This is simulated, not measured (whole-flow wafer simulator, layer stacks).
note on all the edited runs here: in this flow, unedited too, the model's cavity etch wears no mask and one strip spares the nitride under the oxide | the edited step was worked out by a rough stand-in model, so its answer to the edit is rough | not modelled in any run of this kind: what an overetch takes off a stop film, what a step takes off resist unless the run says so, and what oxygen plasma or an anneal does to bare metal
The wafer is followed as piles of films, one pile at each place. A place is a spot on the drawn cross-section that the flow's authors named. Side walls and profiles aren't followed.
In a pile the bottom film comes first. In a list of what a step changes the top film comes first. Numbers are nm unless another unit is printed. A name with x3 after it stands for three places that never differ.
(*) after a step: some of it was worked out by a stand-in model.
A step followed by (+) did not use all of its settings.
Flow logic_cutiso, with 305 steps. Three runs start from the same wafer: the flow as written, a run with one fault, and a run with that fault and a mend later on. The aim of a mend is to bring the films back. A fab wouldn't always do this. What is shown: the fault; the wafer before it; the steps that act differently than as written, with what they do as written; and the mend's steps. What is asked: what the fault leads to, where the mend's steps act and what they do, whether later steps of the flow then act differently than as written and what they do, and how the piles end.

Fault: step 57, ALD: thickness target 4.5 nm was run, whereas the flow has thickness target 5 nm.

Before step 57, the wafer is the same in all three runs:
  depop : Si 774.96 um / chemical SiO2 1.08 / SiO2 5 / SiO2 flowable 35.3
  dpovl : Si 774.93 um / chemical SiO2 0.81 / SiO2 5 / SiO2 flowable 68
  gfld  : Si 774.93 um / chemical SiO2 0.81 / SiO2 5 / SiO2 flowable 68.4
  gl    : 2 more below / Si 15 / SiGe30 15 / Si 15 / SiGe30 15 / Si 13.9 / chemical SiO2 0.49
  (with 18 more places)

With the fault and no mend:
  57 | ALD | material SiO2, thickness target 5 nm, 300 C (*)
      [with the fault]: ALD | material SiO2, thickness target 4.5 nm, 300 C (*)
      does the same as it does as written at each place that is followed, but for slight differences, by at most 2% or 0.5 nm, whichever is larger
  Later steps of the flow acting differently than as written (51 more steps, not shown, differ only slightly: by at most 2% or 0.5 nm, whichever is larger):
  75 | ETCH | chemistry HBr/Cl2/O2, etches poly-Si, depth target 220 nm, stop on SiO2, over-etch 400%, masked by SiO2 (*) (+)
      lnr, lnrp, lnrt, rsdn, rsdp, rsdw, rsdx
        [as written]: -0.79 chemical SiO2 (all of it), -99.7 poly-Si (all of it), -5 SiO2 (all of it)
        [with the fault]: -0.79 chemical SiO2 (all of it), -99.7 poly-Si (all of it), -4.5 SiO2 (all of it), -0.49 chemical SiO2 (all of it), -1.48 Si
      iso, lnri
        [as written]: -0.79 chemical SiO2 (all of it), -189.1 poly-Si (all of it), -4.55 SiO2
        [with the fault]: -0.79 chemical SiO2 (all of it), -189.1 poly-Si (all of it), -4.5 SiO2 (all of it)
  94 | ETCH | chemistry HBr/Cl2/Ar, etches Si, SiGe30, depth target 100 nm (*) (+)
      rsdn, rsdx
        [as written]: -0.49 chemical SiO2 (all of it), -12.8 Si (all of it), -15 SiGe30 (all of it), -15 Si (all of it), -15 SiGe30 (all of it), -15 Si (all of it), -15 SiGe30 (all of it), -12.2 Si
        [with the fault]: -0.49 chemical SiO2 (all of it), -11.1 Si (all of it), -15 SiGe30 (all of it), -15 Si (all of it), -15 SiGe30 (all of it), -15 Si (all of it), -15 SiGe30 (all of it), -13.9 Si
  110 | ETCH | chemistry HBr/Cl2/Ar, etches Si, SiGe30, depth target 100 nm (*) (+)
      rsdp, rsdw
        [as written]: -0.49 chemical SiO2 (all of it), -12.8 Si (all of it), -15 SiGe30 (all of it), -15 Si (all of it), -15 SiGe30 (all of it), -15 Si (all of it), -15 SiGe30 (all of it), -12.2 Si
        [with the fault]: -0.49 chemical SiO2 (all of it), -11.1 Si (all of it), -15 SiGe30 (all of it), -15 Si (all of it), -15 SiGe30 (all of it), -15 Si (all of it), -15 SiGe30 (all of it), -13.9 Si
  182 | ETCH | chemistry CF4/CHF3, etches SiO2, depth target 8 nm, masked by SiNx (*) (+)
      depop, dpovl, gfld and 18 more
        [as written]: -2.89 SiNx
        [with the fault]: -2 SiNx
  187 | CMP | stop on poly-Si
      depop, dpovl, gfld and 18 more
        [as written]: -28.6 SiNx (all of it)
        [with the fault]: -29.5 SiNx (all of it)
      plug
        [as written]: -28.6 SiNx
        [with the fault]: -29.5 SiNx
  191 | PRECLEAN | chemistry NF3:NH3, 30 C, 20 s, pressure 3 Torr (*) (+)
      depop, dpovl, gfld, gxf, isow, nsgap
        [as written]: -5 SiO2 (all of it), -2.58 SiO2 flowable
        [with the fault]: -4.5 SiO2 (all of it), -3.16 SiO2 flowable
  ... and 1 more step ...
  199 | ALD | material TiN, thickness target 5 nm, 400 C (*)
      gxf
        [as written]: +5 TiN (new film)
        [with the fault]: +7.66 TiN (new film)
  By the end, the piles at gxf, lnr, lnrp, lnrt depart from the flow's by more than 2% or 0.5 nm, whichever is larger.
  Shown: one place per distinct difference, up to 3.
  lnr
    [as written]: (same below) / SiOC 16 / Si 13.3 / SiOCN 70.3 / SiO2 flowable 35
    [with the fault]: (same below) / SiOC 16 / Si 11.6 / SiOCN 71.5 / SiO2 flowable 35
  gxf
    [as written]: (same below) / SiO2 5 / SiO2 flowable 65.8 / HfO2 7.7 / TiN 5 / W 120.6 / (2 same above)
    [with the fault]: (same below) / SiO2 5 / SiO2 flowable 65.2 / HfO2 5.06 / TiN 7.66 / W 120.6 / (2 same above)
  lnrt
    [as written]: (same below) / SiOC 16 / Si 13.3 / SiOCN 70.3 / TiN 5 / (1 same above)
    [with the fault]: (same below) / SiOC 16 / Si 11.6 / SiOCN 71.5 / TiN 5 / (1 same above)

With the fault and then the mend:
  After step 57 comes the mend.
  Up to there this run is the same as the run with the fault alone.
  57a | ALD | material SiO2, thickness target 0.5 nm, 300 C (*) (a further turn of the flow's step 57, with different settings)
      depop, dpovl, gfld and 19 more
        +0.5 SiO2
  Every later step of the flow that is run acts as written at every place that is followed.
  By the end, the piles equal the flow's at every place that both follow.
